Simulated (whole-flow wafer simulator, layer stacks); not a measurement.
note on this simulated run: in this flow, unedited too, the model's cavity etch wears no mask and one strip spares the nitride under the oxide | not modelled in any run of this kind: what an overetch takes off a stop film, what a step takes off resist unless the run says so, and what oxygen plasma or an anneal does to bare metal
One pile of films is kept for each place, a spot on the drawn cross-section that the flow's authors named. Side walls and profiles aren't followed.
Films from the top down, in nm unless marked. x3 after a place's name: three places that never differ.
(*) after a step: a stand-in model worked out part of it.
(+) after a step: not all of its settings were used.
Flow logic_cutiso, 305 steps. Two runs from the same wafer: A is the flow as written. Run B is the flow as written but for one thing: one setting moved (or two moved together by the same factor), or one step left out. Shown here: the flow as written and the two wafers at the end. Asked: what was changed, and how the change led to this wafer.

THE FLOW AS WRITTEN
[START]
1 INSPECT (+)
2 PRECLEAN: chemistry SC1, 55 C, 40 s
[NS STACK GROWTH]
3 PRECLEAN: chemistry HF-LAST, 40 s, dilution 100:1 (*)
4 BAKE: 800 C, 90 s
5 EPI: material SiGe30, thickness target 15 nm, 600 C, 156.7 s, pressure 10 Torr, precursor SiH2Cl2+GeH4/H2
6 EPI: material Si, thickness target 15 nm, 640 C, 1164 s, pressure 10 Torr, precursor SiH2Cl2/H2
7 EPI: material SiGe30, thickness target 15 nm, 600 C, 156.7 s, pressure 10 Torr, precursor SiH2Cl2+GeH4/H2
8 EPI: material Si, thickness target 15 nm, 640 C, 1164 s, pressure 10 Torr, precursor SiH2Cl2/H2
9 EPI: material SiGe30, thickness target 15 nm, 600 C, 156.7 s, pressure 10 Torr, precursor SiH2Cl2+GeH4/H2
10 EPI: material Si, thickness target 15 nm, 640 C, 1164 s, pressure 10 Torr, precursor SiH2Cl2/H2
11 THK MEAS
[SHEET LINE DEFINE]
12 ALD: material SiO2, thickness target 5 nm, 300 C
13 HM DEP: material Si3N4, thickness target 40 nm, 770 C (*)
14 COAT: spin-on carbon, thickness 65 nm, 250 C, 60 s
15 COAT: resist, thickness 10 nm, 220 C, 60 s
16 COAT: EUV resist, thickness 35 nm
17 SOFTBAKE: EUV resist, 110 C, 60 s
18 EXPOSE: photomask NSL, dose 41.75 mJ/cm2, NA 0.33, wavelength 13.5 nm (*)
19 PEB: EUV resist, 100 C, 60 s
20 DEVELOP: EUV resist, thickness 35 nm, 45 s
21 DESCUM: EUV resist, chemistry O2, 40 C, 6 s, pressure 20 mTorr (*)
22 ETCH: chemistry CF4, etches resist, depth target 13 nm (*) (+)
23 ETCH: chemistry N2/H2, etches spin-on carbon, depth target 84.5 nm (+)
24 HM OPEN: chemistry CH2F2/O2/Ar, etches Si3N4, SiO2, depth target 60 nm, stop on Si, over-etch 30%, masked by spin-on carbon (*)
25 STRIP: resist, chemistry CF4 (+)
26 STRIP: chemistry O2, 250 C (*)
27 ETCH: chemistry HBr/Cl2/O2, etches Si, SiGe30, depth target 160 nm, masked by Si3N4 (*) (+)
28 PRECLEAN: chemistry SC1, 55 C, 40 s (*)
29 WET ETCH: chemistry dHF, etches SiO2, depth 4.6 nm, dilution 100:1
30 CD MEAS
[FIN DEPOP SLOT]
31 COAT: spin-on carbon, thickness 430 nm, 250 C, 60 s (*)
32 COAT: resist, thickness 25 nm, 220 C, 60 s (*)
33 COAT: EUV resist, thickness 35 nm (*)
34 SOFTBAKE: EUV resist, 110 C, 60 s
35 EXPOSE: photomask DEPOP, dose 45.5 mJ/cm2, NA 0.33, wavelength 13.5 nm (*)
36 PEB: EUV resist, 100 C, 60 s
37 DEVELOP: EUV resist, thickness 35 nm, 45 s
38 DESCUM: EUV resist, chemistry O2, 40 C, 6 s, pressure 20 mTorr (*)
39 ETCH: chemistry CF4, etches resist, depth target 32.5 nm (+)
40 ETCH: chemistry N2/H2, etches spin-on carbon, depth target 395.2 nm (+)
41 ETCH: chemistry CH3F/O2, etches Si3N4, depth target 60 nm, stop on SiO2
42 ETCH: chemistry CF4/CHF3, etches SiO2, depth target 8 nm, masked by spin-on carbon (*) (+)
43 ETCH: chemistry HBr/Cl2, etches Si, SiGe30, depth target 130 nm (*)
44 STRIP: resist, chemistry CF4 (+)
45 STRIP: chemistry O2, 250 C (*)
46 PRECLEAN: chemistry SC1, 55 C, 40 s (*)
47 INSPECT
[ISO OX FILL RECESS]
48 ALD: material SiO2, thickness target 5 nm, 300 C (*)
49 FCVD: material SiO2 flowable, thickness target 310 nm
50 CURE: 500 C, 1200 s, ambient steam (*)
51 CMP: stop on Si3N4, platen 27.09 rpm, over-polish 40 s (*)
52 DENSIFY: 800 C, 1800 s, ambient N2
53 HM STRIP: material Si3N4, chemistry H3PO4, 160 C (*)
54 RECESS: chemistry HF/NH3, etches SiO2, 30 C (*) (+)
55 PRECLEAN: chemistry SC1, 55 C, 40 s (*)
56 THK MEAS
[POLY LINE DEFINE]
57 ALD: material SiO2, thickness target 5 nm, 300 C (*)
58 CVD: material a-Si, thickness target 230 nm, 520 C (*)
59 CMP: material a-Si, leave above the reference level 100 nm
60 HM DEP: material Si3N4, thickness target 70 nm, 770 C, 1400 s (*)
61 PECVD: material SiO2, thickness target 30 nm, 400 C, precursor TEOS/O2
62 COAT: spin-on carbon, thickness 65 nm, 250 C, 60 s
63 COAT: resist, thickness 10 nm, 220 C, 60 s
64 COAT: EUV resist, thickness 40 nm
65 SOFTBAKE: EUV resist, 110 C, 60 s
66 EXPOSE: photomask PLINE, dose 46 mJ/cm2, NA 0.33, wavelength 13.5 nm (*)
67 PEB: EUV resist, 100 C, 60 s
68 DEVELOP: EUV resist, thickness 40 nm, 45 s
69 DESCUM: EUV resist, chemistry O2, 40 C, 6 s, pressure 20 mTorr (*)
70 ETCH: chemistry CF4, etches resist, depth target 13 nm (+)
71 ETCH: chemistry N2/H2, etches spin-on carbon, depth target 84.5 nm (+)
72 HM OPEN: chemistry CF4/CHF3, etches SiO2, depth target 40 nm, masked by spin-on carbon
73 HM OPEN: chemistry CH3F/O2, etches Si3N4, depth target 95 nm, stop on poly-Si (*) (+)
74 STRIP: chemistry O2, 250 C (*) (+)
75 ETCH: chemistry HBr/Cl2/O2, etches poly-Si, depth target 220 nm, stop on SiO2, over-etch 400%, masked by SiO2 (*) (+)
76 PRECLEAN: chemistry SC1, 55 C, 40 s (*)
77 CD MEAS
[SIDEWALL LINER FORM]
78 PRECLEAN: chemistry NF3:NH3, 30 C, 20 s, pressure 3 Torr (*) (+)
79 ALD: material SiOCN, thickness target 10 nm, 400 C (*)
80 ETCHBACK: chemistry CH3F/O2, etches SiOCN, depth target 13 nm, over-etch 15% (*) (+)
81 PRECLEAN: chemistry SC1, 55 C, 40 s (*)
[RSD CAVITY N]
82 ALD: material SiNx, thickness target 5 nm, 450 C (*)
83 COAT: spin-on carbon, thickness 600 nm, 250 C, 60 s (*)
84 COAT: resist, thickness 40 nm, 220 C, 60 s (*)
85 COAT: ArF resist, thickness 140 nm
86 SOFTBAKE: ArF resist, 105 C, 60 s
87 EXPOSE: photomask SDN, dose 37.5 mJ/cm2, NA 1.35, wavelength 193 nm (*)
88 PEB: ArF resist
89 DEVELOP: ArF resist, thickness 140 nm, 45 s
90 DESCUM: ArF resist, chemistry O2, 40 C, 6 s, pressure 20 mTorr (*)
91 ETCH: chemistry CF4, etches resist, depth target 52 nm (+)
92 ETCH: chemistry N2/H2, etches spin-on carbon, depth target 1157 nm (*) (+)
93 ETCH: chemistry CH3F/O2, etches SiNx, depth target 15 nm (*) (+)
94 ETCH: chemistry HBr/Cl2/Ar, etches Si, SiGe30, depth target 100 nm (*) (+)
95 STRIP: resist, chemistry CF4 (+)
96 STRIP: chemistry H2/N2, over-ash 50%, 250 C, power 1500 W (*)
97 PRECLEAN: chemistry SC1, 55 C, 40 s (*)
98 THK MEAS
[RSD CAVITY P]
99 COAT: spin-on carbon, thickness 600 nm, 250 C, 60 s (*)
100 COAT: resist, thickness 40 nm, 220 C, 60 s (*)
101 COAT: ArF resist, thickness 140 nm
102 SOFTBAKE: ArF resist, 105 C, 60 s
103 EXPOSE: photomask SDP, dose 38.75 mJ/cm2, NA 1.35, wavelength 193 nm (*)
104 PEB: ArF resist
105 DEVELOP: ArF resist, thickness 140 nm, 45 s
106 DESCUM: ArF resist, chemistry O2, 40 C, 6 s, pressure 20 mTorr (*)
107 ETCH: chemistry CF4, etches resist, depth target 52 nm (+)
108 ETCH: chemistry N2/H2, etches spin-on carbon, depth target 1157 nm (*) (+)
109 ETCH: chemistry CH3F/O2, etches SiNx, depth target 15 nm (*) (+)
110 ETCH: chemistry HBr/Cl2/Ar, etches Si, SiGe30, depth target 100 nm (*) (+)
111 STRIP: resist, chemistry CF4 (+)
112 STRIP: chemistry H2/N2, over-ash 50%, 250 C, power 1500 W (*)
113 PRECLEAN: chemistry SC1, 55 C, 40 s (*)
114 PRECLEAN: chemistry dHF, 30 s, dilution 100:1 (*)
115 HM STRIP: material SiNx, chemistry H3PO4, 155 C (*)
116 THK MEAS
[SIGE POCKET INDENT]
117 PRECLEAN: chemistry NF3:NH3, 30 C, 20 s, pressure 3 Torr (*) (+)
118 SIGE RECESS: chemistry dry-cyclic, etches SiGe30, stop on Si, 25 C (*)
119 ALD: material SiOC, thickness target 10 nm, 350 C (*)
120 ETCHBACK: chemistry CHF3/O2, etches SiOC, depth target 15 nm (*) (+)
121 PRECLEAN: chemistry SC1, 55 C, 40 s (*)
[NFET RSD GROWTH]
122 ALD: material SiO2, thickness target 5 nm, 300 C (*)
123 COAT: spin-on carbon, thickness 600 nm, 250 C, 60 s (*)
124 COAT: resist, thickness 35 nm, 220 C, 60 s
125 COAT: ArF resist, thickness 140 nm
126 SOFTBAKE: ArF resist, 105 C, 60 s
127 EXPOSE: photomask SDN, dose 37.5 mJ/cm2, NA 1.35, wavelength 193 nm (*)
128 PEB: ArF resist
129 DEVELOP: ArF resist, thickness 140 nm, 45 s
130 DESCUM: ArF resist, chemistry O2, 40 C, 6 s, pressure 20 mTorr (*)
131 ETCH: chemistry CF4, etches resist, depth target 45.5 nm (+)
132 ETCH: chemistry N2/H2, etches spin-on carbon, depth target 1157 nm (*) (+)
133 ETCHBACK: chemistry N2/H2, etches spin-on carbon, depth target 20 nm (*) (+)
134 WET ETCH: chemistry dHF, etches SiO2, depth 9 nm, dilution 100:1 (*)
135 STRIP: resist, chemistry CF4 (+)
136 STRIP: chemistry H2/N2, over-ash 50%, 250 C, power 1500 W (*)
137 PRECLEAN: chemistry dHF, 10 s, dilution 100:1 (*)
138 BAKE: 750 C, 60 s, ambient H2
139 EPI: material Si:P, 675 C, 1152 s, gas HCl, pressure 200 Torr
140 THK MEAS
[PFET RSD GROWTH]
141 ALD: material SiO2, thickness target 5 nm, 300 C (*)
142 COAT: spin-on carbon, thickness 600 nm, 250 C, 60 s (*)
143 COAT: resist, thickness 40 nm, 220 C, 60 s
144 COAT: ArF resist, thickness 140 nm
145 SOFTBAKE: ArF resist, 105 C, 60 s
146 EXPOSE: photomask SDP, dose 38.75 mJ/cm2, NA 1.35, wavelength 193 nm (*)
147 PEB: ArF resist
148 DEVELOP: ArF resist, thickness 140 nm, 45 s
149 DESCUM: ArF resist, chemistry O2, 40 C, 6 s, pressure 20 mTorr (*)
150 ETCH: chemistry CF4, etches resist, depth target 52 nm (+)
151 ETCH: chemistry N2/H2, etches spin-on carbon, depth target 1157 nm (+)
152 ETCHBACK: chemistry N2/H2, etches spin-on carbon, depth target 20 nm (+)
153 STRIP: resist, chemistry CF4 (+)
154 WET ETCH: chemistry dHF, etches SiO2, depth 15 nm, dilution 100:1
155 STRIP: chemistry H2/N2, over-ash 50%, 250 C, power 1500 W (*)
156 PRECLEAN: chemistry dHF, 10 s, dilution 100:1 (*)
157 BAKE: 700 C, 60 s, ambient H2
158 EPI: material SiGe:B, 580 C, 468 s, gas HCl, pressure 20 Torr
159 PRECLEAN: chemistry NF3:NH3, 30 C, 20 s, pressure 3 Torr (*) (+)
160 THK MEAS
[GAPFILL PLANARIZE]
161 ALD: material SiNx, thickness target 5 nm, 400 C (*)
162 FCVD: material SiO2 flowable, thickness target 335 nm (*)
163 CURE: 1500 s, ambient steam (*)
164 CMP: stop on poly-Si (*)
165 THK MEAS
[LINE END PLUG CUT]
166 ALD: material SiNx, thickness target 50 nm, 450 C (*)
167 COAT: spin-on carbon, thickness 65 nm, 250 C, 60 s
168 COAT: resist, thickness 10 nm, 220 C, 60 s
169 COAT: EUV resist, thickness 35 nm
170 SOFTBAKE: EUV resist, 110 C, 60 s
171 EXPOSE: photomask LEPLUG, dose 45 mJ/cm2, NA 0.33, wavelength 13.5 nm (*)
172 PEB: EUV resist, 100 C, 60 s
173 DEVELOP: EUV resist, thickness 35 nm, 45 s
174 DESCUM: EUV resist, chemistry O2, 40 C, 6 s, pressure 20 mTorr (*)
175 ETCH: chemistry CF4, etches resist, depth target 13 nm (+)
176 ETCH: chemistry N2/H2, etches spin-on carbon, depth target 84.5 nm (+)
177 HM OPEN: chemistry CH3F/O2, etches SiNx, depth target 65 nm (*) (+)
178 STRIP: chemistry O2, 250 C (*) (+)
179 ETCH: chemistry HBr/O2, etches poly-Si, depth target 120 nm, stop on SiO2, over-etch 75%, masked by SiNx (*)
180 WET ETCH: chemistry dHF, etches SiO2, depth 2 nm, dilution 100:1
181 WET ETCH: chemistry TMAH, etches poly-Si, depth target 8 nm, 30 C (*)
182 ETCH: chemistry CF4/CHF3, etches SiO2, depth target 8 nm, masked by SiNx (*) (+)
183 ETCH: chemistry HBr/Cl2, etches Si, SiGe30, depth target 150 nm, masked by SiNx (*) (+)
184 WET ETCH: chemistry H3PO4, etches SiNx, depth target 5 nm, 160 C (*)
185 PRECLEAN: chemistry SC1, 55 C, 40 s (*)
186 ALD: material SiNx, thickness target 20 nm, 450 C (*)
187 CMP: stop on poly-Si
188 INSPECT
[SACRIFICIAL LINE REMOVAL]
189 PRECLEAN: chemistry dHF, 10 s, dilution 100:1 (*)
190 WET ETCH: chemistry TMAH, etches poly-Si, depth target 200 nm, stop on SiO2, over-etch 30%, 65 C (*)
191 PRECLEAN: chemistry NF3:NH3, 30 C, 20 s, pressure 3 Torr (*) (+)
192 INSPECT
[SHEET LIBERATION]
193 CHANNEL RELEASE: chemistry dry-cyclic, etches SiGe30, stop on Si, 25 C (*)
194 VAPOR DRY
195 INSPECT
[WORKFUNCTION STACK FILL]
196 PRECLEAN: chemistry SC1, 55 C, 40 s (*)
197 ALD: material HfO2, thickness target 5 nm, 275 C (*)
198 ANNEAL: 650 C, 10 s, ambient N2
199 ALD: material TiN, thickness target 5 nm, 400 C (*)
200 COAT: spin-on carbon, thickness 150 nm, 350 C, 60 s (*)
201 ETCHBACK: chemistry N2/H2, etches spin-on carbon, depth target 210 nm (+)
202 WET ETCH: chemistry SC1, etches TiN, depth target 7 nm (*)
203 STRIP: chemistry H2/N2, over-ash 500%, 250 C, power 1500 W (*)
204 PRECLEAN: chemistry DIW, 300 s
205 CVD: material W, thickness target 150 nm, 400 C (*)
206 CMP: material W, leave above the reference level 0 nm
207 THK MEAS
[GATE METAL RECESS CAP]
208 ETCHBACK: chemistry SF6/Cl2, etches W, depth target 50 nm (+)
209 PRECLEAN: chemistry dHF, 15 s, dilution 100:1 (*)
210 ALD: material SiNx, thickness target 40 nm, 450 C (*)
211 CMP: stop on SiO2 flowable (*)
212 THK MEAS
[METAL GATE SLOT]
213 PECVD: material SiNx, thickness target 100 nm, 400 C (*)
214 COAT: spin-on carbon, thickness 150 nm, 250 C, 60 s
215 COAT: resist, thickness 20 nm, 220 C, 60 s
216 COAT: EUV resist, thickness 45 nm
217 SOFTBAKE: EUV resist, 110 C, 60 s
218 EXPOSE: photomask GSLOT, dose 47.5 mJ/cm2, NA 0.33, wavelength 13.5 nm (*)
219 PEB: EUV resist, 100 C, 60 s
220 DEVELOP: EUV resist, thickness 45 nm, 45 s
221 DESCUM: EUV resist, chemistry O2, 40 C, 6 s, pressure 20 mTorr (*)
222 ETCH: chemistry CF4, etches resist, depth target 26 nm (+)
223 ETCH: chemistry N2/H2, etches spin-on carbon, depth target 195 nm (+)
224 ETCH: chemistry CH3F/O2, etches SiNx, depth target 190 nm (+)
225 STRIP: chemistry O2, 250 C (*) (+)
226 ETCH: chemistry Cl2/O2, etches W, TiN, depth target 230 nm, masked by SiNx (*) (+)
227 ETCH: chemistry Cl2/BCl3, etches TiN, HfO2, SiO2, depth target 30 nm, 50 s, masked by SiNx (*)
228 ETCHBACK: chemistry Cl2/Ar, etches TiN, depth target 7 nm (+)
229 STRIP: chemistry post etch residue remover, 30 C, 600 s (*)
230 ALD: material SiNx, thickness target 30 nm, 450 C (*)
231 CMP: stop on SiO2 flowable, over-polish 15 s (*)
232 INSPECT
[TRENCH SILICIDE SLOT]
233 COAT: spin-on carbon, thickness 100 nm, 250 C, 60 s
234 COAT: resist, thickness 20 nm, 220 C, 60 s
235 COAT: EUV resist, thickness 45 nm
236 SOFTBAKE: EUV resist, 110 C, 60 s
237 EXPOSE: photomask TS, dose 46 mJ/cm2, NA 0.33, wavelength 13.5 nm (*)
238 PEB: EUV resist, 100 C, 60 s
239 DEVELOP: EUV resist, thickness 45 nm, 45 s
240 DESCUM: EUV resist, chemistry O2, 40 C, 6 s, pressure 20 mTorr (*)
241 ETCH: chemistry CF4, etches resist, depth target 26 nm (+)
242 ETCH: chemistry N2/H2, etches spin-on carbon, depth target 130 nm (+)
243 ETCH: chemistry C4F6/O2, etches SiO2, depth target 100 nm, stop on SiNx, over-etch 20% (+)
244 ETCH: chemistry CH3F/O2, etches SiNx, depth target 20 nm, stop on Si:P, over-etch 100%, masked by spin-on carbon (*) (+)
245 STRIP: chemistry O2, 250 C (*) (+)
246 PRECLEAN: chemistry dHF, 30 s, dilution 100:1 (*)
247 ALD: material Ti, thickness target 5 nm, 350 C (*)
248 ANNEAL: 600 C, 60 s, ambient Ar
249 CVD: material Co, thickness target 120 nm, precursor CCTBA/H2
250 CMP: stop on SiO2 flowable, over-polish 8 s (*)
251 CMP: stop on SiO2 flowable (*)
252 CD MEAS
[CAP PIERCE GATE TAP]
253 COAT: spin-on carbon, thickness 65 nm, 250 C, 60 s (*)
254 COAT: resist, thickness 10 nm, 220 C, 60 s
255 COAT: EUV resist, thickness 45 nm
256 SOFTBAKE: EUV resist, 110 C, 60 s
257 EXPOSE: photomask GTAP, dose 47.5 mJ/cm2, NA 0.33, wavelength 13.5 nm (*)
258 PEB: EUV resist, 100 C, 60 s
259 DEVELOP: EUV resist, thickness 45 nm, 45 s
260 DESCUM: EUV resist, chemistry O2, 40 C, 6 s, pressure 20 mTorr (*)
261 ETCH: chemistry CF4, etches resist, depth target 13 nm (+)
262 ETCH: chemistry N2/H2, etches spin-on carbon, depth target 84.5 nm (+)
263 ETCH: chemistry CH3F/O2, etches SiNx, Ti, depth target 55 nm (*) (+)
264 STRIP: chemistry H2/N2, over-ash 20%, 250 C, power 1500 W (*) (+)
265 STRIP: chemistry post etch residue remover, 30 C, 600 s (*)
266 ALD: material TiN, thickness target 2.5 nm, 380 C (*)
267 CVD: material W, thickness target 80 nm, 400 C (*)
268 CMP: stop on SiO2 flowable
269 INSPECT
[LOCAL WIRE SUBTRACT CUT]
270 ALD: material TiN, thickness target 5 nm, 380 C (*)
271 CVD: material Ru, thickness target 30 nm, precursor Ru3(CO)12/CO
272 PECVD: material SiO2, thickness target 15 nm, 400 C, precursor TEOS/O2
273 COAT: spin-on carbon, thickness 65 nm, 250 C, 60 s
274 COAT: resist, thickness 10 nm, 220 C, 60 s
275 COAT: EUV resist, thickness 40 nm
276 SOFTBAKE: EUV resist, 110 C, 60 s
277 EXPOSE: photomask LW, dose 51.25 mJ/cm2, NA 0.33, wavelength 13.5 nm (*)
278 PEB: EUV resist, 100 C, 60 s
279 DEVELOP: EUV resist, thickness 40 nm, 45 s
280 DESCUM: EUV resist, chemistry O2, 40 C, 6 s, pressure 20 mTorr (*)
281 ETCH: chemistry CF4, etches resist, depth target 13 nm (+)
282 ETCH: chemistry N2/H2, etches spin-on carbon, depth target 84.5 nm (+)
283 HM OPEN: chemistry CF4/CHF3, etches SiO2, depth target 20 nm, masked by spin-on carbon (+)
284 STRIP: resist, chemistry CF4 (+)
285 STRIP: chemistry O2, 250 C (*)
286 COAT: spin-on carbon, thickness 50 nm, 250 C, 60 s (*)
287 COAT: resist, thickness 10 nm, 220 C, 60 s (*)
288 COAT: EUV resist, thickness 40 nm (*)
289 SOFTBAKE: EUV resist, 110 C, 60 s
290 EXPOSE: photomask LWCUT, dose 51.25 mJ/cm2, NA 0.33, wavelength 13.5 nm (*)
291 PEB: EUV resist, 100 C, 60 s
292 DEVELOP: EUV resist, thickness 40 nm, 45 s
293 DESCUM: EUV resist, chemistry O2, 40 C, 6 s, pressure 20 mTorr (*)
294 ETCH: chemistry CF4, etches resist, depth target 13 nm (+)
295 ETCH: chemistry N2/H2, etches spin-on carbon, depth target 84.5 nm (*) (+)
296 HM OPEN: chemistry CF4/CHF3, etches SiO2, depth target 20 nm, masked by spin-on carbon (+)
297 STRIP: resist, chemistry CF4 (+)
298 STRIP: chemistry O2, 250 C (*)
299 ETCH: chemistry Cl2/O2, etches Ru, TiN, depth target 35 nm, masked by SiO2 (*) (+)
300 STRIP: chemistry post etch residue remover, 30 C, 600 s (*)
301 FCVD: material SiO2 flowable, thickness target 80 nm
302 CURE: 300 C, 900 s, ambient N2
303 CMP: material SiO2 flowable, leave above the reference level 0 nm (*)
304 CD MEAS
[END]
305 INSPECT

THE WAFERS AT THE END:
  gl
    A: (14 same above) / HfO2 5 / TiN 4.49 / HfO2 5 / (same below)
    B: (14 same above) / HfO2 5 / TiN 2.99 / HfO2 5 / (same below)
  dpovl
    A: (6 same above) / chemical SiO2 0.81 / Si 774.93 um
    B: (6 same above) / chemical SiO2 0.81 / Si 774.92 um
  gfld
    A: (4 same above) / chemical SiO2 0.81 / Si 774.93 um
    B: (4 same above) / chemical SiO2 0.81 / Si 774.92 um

The cause: step 7, EPI: 141 s was run, where the flow has 156.7 s.

How the change led to this, step by step:
  7 EPI: material SiGe30, thickness target 15 nm, 600 C, 156.7 s, pressure 10 Torr, precursor SiH2Cl2+GeH4/H2
      depop, dpovl, gfld and 19 more: A SiGe30 +15 (new film) | B SiGe30 +13.5 (new film)
  27 ETCH: chemistry HBr/Cl2/O2, etches Si, SiGe30, depth target 160 nm, masked by Si3N4 (*) (+)
      gfld, gxf, iso, lnri: A chemical SiO2 -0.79 (all of it), Si -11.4 (all of it), SiGe30 -15 (all of it), Si -15 (all of it), SiGe30 -15 (all of it), Si -15 (all of it), SiGe30 -15 (all of it), Si -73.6 | B chemical SiO2 -0.79 (all of it), Si -11.4 (all of it), SiGe30 -15 (all of it), Si -15 (all of it), SiGe30 -13.5 (all of it), Si -15 (all of it), SiGe30 -15 (all of it), Si -75.1
      dpovl, nsgap: A chemical SiO2 -0.79 (all of it), Si -11.8 (all of it), SiGe30 -15 (all of it), Si -15 (all of it), SiGe30 -15 (all of it), Si -15 (all of it), SiGe30 -15 (all of it), Si -73.2 | B chemical SiO2 -0.79 (all of it), Si -11.8 (all of it), SiGe30 -15 (all of it), Si -15 (all of it), SiGe30 -13.5 (all of it), Si -15 (all of it), SiGe30 -15 (all of it), Si -74.7
      (and at 1 more place)
  43 ETCH: chemistry HBr/Cl2, etches Si, SiGe30, depth target 130 nm (*)
      depop: A Si -14 (all of it), SiGe30 -15 (all of it), Si -15 (all of it), SiGe30 -15 (all of it), Si -15 (all of it), SiGe30 -15 (all of it), Si -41 | B Si -14 (all of it), SiGe30 -15 (all of it), Si -15 (all of it), SiGe30 -13.5 (all of it), Si -15 (all of it), SiGe30 -15 (all of it), Si -42.5
  94 ETCH: chemistry HBr/Cl2/Ar, etches Si, SiGe30, depth target 100 nm (*) (+)
      rsdn, rsdx: A chemical SiO2 -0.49 (all of it), Si -12.8 (all of it), SiGe30 -15 (all of it), Si -15 (all of it), SiGe30 -15 (all of it), Si -15 (all of it), SiGe30 -15 (all of it), Si -12.2 | B chemical SiO2 -0.49 (all of it), Si -12.8 (all of it), SiGe30 -15 (all of it), Si -15 (all of it), SiGe30 -13.5 (all of it), Si -15 (all of it), SiGe30 -15 (all of it), Si -13.7
  110 ETCH: chemistry HBr/Cl2/Ar, etches Si, SiGe30, depth target 100 nm (*) (+)
      rsdp, rsdw: A chemical SiO2 -0.49 (all of it), Si -12.8 (all of it), SiGe30 -15 (all of it), Si -15 (all of it), SiGe30 -15 (all of it), Si -15 (all of it), SiGe30 -15 (all of it), Si -12.2 | B chemical SiO2 -0.49 (all of it), Si -12.8 (all of it), SiGe30 -15 (all of it), Si -15 (all of it), SiGe30 -13.5 (all of it), Si -15 (all of it), SiGe30 -15 (all of it), Si -13.7
  118 SIGE RECESS: chemistry dry-cyclic, etches SiGe30, stop on Si, 25 C (*)
      lnr, lnrp, lnrt: A SiOCN -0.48, Si -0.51, cavity +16 (new film), SiGe30 -15 (all of it), Si -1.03, cavity +16 (new film), SiGe30 -15 (all of it), Si -1.03, cavity +16 (new film), SiGe30 -15 (all of it), Si -0.51 | B SiOCN -0.48, Si -0.51, cavity +16 (new film), SiGe30 -15 (all of it), Si -1.03, cavity +14.5 (new film), SiGe30 -13.5 (all of it), Si -1.03, cavity +16 (new film), SiGe30 -15 (all of it), Si -0.51
  119 ALD: material SiOC, thickness target 10 nm, 350 C (*)
      lnr, lnrp, lnrt: A SiOC +10 (new film), SiOC +16 (new film), cavity -16 (all of it), SiOC +16 (new film), cavity -16 (all of it), SiOC +16 (new film), cavity -16 (all of it) | B SiOC +10 (new film), SiOC +16 (new film), cavity -16 (all of it), SiOC +14.5 (new film), cavity -14.5 (all of it), SiOC +16 (new film), cavity -16 (all of it)
  183 ETCH: chemistry HBr/Cl2, etches Si, SiGe30, depth target 150 nm, masked by SiNx (*) (+)
      plug: A Si -13.6 (all of it), SiGe30 -15 (all of it), Si -15 (all of it), SiGe30 -15 (all of it), Si -15 (all of it), SiGe30 -15 (all of it), Si -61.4 | B Si -13.6 (all of it), SiGe30 -15 (all of it), Si -15 (all of it), SiGe30 -13.5 (all of it), Si -15 (all of it), SiGe30 -15 (all of it), Si -62.9
  193 CHANNEL RELEASE: chemistry dry-cyclic, etches SiGe30, stop on Si, 25 C (*)
      gl, glp, gxn, gxp, ns, tap: A chemical SiO2 +0.8 (new film), Si -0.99, chemical SiO2 +0.8 (new film), cavity +14.5 (new film), chemical SiO2 +0.8 (new film), SiGe30 -15 (all of it), Si -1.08, chemical SiO2 +0.8 (new film), cavity +14.5 (new film), chemical SiO2 +0.8 (new film), SiGe30 -15 (all of it), Si -1.08, chemical SiO2 +0.8 (new film), cavity +14.5 (new film), chemical SiO2 +0.8 (new film), SiGe30 -15 (all of it), Si -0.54 | B chemical SiO2 +0.8 (new film), Si -0.99, chemical SiO2 +0.8 (new film), cavity +14.5 (new film), chemical SiO2 +0.8 (new film), SiGe30 -15 (all of it), Si -1.08, chemical SiO2 +0.8 (new film), cavity +13 (new film), chemical SiO2 +0.8 (new film), SiGe30 -13.5 (all of it), Si -1.08, chemical SiO2 +0.8 (new film), cavity +14.5 (new film), chemical SiO2 +0.8 (new film), SiGe30 -15 (all of it), Si -0.54
  199 ALD: material TiN, thickness target 5 nm, 400 C (*)
      gl, glp, tap: A TiN +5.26 (new film), TiN +4.49 (new film), cavity -4.49 (all of it), TiN +4.49 (new film), cavity -4.49 (all of it), TiN +4.49 (new film), cavity -4.49 (all of it) | B TiN +5.26 (new film), TiN +4.49 (new film), cavity -4.49 (all of it), TiN +2.99 (new film), cavity -2.99 (all of it), TiN +4.49 (new film), cavity -4.49 (all of it)
      gxn, gxp, ns: A TiN +5 (new film), TiN +4.49 (new film), cavity -4.49 (all of it), TiN +4.49 (new film), cavity -4.49 (all of it), TiN +4.49 (new film), cavity -4.49 (all of it) | B TiN +5 (new film), TiN +4.49 (new film), cavity -4.49 (all of it), TiN +2.99 (new film), cavity -2.99 (all of it), TiN +4.49 (new film), cavity -4.49 (all of it)
